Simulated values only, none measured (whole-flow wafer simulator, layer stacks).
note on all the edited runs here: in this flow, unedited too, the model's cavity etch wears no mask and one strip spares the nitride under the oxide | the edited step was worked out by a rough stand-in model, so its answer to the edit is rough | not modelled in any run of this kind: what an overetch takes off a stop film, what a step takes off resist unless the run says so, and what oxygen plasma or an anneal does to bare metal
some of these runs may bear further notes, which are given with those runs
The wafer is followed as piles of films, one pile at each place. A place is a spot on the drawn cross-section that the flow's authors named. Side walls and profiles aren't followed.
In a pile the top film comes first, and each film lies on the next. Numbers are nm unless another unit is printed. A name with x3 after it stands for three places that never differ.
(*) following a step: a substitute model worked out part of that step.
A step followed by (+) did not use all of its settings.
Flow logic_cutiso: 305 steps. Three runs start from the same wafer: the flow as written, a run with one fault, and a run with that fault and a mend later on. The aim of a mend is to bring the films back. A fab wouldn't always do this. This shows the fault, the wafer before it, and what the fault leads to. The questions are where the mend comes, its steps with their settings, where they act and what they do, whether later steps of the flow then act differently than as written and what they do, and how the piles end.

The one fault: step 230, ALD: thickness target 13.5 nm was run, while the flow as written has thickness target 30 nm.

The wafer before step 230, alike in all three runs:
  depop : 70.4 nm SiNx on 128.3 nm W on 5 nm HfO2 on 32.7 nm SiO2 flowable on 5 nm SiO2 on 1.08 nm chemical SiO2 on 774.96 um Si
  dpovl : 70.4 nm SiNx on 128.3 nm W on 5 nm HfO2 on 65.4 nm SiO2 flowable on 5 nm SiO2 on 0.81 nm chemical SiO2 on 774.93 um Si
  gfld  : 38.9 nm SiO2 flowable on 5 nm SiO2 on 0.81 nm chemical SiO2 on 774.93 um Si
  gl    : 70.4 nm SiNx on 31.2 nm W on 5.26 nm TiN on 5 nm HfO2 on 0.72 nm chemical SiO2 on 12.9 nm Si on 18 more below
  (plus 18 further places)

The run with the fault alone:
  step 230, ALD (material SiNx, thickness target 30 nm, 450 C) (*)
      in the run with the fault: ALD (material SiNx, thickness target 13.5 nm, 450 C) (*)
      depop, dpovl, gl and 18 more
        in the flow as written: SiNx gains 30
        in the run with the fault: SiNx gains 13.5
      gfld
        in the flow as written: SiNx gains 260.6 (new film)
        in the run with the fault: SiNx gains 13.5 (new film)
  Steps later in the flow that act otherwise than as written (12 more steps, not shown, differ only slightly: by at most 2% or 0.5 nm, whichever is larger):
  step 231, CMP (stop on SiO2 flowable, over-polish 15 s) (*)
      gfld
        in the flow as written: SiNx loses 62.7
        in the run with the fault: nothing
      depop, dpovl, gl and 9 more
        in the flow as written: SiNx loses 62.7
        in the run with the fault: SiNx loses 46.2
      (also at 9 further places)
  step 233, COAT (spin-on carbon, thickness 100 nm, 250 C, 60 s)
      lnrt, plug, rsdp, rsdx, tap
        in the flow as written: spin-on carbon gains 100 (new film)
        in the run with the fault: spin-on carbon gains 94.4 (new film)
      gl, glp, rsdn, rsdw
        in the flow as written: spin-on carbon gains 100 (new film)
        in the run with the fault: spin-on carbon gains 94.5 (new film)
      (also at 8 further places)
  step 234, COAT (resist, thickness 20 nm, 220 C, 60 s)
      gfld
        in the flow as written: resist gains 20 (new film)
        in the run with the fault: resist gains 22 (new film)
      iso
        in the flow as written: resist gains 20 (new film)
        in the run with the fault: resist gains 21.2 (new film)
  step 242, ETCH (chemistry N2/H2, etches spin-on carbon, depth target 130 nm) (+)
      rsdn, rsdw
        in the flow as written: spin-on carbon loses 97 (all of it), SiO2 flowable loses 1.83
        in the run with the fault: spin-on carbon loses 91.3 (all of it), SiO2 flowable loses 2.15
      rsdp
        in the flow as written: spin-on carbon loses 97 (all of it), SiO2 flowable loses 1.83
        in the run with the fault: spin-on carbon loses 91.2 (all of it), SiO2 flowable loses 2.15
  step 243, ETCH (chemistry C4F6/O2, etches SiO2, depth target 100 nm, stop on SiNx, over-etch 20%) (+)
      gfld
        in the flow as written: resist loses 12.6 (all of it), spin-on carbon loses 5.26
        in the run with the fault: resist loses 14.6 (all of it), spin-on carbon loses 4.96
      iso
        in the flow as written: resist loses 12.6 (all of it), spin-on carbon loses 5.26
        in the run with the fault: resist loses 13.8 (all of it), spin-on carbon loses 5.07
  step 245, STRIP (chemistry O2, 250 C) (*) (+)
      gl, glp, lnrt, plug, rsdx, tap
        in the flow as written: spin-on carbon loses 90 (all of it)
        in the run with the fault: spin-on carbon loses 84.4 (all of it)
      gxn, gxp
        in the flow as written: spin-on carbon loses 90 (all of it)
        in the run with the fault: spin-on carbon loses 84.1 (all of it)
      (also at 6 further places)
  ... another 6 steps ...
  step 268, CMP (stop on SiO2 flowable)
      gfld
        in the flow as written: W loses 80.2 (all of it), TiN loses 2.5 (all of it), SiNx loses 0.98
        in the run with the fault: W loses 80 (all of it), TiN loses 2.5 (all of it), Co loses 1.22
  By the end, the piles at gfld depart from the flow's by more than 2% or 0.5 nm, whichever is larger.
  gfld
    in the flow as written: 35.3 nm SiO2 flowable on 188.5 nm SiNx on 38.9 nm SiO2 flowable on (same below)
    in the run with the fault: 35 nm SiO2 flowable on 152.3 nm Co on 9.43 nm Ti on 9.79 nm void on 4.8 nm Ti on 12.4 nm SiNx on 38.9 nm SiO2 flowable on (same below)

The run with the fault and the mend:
  The mend stands after step 230.
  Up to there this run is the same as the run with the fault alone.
  step 230a, ALD (material SiNx, thickness target 16.5 nm, 450 C) (*) (the flow's step 230, run once more with other settings)
      depop, dpovl, gl and 18 more
        SiNx gains 16.5
      gfld
        SiNx gains 247.1
  Every later step of the flow that is run acts as written at every place that is followed.
  At every place that both follow, the piles at the end match the flow's.
